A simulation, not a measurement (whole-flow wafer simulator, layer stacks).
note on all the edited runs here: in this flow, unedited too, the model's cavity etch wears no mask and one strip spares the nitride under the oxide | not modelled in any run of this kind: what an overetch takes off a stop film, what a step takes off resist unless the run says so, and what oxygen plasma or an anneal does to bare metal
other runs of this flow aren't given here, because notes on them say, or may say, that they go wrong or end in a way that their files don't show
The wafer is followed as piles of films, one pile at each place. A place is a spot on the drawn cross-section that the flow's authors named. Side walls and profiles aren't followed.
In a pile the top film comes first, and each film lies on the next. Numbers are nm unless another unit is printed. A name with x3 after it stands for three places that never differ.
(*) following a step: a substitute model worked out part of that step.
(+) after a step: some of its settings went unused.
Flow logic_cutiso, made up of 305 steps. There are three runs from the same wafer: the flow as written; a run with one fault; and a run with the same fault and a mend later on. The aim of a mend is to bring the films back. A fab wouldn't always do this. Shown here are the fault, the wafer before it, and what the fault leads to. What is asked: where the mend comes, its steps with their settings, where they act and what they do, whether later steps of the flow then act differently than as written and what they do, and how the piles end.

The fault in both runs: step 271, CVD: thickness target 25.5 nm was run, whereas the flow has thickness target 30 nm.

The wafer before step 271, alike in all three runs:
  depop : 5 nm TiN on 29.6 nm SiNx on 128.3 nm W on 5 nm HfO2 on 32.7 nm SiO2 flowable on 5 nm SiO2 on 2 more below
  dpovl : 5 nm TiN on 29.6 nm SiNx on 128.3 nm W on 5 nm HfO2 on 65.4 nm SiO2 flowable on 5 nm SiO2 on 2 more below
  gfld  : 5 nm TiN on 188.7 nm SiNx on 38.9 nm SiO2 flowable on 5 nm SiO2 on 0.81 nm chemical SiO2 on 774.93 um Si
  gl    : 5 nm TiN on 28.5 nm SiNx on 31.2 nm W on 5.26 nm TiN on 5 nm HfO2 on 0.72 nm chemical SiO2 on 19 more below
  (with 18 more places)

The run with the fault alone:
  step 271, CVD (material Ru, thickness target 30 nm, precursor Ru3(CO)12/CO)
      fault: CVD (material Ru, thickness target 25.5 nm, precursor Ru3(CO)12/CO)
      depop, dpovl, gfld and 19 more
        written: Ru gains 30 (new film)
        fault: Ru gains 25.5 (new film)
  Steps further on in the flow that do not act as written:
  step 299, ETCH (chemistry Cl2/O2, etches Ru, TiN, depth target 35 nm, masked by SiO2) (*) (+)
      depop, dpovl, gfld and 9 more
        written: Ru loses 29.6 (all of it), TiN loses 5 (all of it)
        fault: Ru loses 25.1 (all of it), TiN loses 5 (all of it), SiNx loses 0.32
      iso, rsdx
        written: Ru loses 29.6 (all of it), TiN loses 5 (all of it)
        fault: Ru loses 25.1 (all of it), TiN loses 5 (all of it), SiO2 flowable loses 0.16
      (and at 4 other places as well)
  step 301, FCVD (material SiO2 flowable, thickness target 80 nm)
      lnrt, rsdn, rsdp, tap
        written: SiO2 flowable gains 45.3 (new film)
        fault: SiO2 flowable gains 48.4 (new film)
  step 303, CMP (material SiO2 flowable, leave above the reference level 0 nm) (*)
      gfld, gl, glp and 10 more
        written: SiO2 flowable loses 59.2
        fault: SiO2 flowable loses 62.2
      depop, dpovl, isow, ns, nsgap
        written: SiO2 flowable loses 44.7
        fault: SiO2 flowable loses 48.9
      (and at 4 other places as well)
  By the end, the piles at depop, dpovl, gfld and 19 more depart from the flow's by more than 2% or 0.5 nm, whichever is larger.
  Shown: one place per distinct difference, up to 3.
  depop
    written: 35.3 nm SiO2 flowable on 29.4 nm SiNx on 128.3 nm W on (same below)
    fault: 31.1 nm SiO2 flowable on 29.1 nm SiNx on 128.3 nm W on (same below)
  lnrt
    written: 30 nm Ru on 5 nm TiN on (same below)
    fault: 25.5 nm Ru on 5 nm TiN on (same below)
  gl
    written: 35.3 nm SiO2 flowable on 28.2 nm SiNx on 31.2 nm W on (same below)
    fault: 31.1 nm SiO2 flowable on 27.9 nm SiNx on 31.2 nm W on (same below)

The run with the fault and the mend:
  The mend follows step 271.
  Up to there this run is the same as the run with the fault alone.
  step 271a, CVD (material Ru, thickness target 4.5 nm, precursor Ru3(CO)12/CO) (a further turn of the flow's step 271, with different settings)
      depop, dpovl, gfld and 19 more
        Ru gains 4.5
  Every later step of the flow that is run acts as written at every place that is followed.
  The piles end the same as the flow's at every place that both follow.
